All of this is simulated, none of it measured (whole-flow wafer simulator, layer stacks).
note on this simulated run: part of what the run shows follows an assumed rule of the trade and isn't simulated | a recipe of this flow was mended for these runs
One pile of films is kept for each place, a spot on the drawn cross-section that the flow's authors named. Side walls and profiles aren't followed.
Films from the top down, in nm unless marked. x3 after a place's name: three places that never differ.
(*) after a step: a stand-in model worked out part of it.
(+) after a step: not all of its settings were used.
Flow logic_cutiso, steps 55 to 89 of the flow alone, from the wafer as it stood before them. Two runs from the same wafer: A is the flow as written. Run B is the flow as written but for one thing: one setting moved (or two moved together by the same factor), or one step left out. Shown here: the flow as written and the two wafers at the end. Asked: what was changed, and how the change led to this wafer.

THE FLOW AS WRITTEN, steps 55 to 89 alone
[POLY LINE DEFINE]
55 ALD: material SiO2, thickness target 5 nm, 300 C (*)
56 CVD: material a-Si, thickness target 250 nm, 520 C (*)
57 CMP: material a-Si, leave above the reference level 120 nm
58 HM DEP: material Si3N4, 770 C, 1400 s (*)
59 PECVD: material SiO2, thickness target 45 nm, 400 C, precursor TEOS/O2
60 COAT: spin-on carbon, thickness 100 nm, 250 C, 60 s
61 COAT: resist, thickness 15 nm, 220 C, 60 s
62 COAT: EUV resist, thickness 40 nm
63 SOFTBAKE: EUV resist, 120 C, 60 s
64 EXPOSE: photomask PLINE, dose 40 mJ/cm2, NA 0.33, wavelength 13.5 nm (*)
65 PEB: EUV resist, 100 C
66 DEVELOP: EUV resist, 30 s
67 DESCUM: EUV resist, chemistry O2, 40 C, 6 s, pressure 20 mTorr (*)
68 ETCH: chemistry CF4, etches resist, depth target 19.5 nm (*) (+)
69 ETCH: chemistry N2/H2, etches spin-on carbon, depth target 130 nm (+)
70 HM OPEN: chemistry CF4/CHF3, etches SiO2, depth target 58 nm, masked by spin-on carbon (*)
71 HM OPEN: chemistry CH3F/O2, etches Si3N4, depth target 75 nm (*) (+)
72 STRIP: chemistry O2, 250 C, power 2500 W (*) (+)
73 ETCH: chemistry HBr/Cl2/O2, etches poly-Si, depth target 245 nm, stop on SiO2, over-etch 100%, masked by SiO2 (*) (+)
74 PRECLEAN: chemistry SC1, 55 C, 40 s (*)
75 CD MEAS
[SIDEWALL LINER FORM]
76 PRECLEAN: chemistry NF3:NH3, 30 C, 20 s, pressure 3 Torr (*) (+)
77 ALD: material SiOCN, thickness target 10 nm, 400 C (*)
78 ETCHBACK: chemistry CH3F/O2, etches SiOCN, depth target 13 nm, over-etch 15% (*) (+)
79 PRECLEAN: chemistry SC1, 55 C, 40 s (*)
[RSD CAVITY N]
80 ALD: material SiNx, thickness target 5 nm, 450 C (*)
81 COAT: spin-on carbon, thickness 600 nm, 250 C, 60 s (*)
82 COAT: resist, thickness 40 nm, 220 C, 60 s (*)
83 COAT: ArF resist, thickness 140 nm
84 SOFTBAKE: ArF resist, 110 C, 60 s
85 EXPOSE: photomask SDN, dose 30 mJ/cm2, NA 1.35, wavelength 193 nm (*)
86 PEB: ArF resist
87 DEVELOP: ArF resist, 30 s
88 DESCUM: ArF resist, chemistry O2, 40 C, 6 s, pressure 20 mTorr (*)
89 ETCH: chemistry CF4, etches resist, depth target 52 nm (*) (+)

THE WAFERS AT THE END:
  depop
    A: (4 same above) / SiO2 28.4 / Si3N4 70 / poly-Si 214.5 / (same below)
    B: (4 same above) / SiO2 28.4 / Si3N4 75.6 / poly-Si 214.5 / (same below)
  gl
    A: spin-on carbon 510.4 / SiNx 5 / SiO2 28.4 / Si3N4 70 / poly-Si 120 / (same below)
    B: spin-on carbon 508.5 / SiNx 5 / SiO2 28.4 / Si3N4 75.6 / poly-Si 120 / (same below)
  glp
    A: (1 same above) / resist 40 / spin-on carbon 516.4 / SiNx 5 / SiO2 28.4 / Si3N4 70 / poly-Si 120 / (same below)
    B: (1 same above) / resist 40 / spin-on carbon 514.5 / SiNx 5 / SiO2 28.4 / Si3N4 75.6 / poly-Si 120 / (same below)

The cause: step 58, HM DEP: 1512 s was run, where the flow has 1400 s.

How the change led to this, step by step:
  58 HM DEP: material Si3N4, 770 C, 1400 s (*)
      gl, glp, gxn and 11 more: A Si3N4 +70 (new film), poly-Si +120 (new film), a-Si -120 (all of it) | B Si3N4 +75.6 (new film), poly-Si +120 (new film), a-Si -120 (all of it)
      depop, dpovl x3, gfld, gxf, iso, lnri: A Si3N4 +70 (new film), poly-Si +214.5 (new film), a-Si -214.5 (all of it) | B Si3N4 +75.6 (new film), poly-Si +214.5 (new film), a-Si -214.5 (all of it)
  71 HM OPEN: chemistry CH3F/O2, etches Si3N4, depth target 75 nm (*) (+)
      iso, lnr, lnri and 6 more: A Si3N4 -55.2 (all of it), poly-Si -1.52 | B Si3N4 -60.8 (all of it), poly-Si -1.09
